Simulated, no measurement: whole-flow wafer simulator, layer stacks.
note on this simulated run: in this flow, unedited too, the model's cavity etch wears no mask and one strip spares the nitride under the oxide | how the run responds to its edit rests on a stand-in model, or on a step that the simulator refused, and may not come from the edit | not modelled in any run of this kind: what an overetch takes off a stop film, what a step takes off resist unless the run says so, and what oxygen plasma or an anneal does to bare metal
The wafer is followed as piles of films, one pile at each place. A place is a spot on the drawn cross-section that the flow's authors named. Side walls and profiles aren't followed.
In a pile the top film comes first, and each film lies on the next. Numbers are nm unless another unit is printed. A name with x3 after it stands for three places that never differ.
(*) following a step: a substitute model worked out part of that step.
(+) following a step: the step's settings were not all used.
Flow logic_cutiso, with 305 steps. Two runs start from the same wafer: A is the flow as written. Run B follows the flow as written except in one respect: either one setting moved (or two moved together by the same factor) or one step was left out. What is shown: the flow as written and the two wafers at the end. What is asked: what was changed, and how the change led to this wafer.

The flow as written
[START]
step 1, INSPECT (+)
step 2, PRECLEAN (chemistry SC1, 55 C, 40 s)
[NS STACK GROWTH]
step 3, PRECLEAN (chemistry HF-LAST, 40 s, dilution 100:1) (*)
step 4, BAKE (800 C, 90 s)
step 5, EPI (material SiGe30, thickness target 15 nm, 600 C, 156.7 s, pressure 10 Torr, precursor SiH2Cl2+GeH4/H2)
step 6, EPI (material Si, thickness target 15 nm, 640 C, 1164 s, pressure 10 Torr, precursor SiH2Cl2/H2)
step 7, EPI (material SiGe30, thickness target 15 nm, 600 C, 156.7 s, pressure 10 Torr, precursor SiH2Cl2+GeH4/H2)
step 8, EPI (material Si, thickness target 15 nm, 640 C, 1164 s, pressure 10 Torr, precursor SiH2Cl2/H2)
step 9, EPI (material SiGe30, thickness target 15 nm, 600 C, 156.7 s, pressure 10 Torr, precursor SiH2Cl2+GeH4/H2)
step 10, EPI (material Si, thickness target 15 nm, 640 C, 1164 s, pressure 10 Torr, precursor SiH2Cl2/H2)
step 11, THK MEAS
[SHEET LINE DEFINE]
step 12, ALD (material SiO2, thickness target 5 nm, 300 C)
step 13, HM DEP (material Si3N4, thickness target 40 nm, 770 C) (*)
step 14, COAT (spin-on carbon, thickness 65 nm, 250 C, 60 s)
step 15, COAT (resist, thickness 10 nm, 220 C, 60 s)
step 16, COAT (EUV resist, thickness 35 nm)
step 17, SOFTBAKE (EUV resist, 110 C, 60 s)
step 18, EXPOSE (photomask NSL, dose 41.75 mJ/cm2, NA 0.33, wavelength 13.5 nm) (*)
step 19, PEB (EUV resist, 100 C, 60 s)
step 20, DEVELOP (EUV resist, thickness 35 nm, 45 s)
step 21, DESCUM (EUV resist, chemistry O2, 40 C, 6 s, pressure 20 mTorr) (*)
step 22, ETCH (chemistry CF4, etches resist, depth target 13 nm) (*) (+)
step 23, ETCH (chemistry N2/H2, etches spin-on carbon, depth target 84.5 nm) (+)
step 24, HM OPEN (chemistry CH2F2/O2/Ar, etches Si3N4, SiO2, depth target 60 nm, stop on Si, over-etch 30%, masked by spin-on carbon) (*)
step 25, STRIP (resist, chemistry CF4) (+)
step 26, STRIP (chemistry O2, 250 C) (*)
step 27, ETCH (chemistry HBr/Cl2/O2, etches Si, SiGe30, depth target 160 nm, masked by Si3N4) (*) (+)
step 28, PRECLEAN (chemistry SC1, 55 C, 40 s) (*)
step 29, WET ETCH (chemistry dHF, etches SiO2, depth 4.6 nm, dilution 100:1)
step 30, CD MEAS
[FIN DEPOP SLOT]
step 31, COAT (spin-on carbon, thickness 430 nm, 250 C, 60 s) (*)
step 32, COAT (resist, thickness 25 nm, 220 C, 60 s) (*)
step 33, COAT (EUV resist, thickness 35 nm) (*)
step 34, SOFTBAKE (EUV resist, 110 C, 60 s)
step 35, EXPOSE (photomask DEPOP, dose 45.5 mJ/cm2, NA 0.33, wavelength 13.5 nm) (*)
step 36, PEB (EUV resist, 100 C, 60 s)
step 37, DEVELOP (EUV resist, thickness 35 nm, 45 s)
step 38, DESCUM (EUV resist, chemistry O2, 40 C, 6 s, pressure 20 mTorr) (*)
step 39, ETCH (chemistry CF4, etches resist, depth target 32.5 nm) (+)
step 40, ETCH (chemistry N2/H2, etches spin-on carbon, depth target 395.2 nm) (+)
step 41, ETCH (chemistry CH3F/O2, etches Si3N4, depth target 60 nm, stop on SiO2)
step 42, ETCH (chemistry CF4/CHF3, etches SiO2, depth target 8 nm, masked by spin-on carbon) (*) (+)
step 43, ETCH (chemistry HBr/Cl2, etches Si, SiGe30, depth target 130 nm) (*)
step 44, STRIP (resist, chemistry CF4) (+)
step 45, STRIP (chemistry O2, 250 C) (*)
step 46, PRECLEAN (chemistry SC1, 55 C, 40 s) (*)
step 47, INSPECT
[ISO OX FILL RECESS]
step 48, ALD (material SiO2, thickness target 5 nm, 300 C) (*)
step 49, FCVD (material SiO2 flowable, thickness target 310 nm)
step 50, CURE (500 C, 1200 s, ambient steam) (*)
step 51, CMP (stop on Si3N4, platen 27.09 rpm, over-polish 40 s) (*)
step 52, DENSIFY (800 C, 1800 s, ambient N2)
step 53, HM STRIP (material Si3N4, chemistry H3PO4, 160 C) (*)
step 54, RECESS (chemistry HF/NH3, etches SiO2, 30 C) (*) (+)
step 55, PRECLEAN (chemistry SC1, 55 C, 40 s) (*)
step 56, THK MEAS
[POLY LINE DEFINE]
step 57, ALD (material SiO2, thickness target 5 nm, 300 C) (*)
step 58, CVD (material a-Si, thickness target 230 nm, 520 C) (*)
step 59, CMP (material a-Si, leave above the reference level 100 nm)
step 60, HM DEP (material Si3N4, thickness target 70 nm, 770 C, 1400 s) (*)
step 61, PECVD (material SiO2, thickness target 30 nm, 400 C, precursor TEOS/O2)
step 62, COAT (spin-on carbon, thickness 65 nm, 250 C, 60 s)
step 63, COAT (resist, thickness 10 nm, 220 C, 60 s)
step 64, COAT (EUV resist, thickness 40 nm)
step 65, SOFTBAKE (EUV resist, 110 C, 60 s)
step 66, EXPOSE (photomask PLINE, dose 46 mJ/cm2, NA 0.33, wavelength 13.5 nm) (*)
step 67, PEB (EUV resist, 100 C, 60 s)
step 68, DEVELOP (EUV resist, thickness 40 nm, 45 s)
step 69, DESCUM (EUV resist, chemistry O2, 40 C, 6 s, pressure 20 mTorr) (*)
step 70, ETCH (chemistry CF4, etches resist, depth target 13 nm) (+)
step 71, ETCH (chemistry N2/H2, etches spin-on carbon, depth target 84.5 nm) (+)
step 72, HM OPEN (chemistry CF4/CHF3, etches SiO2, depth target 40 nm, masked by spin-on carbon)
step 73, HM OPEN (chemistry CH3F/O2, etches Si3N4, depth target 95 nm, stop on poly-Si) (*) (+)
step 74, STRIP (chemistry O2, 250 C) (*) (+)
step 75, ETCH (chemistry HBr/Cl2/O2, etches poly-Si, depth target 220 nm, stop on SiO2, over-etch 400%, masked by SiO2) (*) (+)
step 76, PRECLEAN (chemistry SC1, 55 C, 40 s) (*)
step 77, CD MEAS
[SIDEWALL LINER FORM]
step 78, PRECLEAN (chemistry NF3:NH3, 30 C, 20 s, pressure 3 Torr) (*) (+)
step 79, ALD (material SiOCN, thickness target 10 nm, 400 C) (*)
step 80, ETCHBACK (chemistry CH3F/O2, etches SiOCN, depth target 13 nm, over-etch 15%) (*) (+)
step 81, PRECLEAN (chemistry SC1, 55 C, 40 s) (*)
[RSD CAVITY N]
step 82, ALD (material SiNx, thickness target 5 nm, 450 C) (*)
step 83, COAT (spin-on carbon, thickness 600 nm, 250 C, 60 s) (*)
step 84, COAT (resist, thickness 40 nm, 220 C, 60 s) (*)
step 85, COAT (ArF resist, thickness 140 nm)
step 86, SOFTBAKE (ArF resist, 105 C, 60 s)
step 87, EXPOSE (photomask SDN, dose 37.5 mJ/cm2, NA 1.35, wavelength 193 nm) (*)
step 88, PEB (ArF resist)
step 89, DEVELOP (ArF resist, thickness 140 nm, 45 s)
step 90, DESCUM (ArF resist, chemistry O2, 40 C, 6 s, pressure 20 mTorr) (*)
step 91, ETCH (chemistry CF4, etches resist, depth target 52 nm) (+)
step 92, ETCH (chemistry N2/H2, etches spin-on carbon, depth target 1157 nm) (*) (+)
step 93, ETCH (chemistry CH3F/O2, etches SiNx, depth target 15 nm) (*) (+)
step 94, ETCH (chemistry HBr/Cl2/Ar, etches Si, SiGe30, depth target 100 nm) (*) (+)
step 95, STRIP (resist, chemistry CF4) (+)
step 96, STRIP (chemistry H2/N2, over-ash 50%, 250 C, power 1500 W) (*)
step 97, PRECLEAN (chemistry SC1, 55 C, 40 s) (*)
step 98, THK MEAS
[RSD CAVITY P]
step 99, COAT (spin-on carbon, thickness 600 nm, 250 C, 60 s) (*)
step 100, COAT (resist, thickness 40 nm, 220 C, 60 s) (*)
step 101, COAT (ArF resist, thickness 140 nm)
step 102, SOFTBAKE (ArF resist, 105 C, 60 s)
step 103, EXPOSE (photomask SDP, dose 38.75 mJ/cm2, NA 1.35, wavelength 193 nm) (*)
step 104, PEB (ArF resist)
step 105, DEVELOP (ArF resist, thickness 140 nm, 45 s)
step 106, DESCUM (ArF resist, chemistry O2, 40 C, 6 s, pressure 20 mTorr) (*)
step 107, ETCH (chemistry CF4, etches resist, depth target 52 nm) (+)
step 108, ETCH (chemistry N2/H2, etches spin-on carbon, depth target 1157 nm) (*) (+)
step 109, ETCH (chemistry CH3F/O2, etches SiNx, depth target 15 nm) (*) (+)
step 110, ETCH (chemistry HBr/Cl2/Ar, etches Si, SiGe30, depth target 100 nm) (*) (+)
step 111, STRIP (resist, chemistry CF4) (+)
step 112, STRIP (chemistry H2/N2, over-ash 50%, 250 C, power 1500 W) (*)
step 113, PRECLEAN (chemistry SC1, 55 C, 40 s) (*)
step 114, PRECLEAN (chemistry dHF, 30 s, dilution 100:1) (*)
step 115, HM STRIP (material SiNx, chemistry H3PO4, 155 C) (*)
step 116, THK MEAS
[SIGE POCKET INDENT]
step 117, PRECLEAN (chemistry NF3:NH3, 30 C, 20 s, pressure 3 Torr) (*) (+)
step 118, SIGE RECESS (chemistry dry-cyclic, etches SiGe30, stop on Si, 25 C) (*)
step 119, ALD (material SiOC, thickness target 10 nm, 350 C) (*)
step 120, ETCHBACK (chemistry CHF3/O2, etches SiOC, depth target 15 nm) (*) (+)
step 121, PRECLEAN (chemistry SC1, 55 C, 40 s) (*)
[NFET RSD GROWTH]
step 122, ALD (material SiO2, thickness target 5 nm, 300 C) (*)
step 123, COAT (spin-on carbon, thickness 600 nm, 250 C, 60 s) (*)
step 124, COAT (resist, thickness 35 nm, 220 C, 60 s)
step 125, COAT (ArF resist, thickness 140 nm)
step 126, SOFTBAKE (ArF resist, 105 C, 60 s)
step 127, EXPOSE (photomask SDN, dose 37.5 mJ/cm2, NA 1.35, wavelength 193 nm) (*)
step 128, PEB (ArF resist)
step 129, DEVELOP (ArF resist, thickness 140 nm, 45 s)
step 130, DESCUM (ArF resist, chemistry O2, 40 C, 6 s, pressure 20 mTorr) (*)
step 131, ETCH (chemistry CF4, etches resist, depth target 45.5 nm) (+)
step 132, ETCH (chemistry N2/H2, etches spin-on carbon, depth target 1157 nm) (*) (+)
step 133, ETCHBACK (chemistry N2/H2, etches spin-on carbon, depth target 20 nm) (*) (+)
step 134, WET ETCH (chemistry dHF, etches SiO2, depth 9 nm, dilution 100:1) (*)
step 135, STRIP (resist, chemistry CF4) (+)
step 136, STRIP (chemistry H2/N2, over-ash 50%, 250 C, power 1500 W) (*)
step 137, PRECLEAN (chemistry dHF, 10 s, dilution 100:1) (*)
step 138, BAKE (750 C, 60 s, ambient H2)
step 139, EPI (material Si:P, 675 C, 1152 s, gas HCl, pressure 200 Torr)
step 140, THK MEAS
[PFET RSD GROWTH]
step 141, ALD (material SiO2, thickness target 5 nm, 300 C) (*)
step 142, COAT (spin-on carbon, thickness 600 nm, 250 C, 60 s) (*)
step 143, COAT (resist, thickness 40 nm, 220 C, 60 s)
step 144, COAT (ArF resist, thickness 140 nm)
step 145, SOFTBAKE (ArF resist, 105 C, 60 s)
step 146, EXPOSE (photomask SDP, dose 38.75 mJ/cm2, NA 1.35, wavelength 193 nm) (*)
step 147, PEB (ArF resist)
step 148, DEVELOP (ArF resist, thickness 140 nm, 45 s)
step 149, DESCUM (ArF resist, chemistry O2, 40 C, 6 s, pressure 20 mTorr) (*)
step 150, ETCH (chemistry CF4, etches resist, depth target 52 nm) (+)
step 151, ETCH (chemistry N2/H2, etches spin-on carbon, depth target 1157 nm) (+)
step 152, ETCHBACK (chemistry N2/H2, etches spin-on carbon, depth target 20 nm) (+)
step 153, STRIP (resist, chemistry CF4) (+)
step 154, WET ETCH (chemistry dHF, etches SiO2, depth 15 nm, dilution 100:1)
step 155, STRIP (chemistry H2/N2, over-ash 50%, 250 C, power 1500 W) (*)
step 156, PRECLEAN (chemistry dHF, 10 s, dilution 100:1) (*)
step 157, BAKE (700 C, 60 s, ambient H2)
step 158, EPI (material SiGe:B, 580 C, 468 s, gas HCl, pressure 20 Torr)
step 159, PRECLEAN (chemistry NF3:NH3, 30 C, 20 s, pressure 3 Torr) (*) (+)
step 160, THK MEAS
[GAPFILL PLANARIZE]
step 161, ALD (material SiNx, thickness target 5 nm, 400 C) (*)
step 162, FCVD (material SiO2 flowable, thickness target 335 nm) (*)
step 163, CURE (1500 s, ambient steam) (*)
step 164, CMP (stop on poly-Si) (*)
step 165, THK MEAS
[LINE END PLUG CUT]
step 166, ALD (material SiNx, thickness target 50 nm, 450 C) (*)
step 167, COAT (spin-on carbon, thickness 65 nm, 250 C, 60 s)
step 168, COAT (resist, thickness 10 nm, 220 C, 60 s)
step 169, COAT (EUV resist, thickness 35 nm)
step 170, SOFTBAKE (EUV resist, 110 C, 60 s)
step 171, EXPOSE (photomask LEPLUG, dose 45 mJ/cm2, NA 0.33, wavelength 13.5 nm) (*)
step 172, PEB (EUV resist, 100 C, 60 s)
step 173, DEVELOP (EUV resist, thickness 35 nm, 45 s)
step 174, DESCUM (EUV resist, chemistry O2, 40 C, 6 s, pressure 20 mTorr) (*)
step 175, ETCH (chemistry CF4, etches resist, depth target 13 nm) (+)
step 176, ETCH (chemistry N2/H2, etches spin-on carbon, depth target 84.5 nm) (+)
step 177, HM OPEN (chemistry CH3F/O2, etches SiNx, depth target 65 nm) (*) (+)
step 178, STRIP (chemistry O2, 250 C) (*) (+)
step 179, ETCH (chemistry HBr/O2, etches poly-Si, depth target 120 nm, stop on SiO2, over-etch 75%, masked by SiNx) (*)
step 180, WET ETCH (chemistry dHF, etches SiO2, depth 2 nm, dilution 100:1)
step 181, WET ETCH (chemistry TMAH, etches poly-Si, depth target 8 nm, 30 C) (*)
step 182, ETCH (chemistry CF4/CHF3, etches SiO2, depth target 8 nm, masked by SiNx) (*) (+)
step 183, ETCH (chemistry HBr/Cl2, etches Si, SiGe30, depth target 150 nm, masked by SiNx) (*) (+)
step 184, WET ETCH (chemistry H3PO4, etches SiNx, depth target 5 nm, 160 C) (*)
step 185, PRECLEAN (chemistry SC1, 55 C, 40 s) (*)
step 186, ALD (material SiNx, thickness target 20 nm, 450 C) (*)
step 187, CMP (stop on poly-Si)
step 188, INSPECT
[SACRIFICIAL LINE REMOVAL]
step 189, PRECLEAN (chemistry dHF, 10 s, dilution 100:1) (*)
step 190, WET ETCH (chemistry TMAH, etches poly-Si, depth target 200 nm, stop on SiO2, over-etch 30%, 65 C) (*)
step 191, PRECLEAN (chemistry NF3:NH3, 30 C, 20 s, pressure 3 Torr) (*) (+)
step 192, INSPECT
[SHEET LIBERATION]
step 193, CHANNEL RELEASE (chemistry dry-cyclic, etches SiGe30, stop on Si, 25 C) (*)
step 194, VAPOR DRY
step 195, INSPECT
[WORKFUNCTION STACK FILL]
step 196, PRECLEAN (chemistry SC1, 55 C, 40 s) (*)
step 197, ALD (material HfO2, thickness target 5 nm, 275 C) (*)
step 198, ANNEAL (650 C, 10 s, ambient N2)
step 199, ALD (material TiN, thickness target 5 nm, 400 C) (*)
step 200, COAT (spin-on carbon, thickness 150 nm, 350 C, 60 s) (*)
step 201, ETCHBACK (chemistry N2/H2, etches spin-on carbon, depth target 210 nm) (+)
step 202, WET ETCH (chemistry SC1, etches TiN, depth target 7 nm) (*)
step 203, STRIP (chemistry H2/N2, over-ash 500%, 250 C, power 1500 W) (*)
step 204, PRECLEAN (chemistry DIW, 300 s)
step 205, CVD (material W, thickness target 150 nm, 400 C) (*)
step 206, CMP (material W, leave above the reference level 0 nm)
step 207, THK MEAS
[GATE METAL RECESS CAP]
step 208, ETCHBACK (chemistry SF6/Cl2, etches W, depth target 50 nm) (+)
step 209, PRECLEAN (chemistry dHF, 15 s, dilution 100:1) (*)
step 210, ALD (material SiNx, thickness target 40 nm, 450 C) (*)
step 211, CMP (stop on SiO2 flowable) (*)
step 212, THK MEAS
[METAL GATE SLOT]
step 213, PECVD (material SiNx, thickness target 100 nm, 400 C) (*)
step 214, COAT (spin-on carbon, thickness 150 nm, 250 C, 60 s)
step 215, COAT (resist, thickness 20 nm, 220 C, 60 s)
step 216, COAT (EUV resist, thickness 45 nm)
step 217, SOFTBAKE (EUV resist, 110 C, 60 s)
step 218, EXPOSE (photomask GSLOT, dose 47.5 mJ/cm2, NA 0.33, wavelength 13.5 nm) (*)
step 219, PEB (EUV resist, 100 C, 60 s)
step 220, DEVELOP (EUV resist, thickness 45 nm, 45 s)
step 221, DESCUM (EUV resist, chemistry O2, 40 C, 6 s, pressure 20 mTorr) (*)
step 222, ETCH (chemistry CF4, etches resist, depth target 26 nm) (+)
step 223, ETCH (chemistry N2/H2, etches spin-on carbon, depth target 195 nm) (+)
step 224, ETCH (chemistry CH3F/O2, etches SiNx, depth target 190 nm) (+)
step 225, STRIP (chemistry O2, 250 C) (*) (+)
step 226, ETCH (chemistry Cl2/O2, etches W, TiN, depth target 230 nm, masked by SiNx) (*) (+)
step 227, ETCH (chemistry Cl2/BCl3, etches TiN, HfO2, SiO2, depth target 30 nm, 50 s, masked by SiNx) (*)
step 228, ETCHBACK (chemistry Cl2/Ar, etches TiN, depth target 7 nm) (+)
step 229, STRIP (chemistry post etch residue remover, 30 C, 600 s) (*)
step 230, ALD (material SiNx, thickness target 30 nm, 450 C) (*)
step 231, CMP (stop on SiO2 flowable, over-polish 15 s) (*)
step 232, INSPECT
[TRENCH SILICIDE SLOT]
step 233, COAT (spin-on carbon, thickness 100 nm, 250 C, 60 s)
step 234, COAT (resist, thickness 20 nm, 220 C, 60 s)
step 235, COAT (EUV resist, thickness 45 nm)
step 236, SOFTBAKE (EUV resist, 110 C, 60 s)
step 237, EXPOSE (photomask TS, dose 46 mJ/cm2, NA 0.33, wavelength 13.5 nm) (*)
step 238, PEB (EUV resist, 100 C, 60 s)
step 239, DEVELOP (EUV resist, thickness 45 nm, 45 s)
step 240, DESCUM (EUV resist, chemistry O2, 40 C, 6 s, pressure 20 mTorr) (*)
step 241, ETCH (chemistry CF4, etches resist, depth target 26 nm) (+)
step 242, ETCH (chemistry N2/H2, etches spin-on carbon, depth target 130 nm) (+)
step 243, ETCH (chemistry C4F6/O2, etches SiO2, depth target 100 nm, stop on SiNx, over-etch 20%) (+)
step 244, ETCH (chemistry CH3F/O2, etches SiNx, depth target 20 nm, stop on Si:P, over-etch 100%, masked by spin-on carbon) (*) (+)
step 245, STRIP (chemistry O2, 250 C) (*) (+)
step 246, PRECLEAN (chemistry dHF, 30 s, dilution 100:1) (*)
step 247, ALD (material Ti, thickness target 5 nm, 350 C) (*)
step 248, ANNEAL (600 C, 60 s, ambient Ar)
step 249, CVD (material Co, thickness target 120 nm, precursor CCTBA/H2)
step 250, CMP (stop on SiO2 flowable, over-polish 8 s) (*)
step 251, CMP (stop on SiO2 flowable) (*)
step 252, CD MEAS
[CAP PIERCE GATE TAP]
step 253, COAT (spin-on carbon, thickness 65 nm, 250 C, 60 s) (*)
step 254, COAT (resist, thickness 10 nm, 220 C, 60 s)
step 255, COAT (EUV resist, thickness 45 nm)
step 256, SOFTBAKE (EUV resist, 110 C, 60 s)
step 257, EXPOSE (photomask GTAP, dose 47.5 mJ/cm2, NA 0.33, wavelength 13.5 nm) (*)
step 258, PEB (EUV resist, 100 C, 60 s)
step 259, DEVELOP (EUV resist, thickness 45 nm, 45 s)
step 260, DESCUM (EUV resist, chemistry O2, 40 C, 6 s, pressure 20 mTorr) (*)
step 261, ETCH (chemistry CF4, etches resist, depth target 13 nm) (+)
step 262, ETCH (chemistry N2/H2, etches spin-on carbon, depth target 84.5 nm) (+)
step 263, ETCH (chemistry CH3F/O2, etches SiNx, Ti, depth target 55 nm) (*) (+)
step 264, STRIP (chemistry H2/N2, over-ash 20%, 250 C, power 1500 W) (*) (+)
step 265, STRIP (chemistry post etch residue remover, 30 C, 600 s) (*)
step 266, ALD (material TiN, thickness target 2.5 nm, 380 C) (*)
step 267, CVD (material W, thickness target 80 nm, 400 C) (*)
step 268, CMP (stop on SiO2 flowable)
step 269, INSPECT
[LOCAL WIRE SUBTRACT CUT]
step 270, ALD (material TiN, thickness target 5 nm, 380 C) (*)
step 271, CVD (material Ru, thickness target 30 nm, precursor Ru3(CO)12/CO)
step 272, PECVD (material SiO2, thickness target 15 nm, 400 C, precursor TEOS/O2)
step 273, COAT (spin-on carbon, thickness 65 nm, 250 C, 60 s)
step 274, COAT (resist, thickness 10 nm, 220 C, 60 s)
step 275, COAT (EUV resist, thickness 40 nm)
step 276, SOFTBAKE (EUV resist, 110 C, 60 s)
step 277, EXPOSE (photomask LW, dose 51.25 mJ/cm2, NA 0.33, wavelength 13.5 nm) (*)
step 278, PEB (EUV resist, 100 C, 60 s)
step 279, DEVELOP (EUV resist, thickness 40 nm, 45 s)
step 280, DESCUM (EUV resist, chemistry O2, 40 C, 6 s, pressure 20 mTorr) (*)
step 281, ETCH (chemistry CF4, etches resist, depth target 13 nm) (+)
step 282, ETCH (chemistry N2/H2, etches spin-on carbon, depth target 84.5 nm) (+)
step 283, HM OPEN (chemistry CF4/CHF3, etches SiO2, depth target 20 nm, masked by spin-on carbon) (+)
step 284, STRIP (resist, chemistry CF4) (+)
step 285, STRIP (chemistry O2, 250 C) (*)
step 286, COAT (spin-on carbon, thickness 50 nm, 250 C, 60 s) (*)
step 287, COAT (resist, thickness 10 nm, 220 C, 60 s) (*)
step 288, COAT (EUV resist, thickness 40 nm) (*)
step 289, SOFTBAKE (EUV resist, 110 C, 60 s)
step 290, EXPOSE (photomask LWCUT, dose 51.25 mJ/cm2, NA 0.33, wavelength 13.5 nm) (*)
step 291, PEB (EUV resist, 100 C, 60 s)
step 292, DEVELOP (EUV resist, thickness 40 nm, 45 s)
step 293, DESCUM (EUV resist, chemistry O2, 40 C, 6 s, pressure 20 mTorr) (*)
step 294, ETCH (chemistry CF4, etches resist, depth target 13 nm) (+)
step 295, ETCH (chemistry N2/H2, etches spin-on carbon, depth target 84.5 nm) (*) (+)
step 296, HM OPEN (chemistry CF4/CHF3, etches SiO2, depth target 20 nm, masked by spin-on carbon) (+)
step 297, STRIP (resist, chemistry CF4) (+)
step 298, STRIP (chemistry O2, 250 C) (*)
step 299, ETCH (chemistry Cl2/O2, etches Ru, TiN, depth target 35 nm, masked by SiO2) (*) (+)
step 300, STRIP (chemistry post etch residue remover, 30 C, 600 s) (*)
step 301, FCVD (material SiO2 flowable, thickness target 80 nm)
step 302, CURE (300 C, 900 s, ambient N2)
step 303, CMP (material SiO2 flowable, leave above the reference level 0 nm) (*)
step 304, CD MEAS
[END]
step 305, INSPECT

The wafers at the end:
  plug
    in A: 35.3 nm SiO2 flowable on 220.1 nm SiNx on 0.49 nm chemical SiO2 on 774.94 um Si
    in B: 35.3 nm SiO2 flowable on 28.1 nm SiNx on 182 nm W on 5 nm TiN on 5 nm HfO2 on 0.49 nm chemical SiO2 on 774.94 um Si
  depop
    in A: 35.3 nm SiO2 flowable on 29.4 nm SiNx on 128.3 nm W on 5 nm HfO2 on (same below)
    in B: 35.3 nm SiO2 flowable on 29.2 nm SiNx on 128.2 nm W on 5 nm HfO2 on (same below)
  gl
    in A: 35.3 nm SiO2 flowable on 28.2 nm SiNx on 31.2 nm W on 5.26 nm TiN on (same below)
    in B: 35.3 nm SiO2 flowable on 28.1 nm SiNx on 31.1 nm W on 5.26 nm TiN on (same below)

What caused this: step 186, ALD: material SiNx, thickness target 20 nm, 450 C (*), was not run.

The path from the change to this, step by step:
  step 187, CMP (stop on poly-Si)
      plug: A SiNx loses 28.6 | B nothing
      depop, dpovl, gfld and 18 more: A SiNx loses 28.6 (all of it) | B SiNx loses 8.57 (all of it)
  step 191, PRECLEAN (chemistry NF3:NH3, 30 C, 20 s, pressure 3 Torr) (*) (+)
      plug: A SiNx loses 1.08 | B nothing
  step 200, COAT (spin-on carbon, thickness 150 nm, 350 C, 60 s) (*)
      lnr, lnrp: A spin-on carbon gains 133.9 (new film) | B spin-on carbon gains 129.7 (new film)
      iso: A spin-on carbon gains 145.4 (new film) | B spin-on carbon gains 141.9 (new film)
      (and at 7 other places as well)
  step 201, ETCHBACK (chemistry N2/H2, etches spin-on carbon, depth target 210 nm) (+)
      plug: A spin-on carbon loses 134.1 (all of it) | B spin-on carbon loses 210
      lnr, lnrp: A spin-on carbon loses 133.9 (all of it) | B spin-on carbon loses 129.7 (all of it)
      (and at 7 other places as well)
  step 202, WET ETCH (chemistry SC1, etches TiN, depth target 7 nm) (*)
      plug: A TiN loses 5 (all of it) | B spin-on carbon loses 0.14
  step 203, STRIP (chemistry H2/N2, over-ash 500%, 250 C, power 1500 W) (*)
      plug: A nothing | B spin-on carbon loses 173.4 (all of it)
      gxn, gxp: A spin-on carbon loses 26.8 (all of it) | B spin-on carbon loses 23.1 (all of it)
      (and at 5 other places as well)
  step 205, CVD (material W, thickness target 150 nm, 400 C) (*)
      plug: A W gains 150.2 (new film) | B W gains 399.3 (new film)
  step 206, CMP (material W, leave above the reference level 0 nm)
      plug: A W loses 150.2 (all of it), HfO2 loses 5 (all of it), SiNx loses 12 | B W loses 167.3
  step 208, ETCHBACK (chemistry SF6/Cl2, etches W, depth target 50 nm) (+)
      plug: A SiNx loses 12.5 | B W loses 50
  step 210, ALD (material SiNx, thickness target 40 nm, 450 C) (*)
      plug: A SiNx gains 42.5 | B SiNx gains 82.6 (new film)
  step 211, CMP (stop on SiO2 flowable) (*)
      plug: A SiNx loses 40.3 | B SiNx loses 43.3
  step 251, CMP (stop on SiO2 flowable) (*)
      rsdx: A Ti loses 5 (all of it) | B Ti loses 4.7
Taking metal films that touch as one body, plug has 1 body; the flow as written gives 0 bodies.
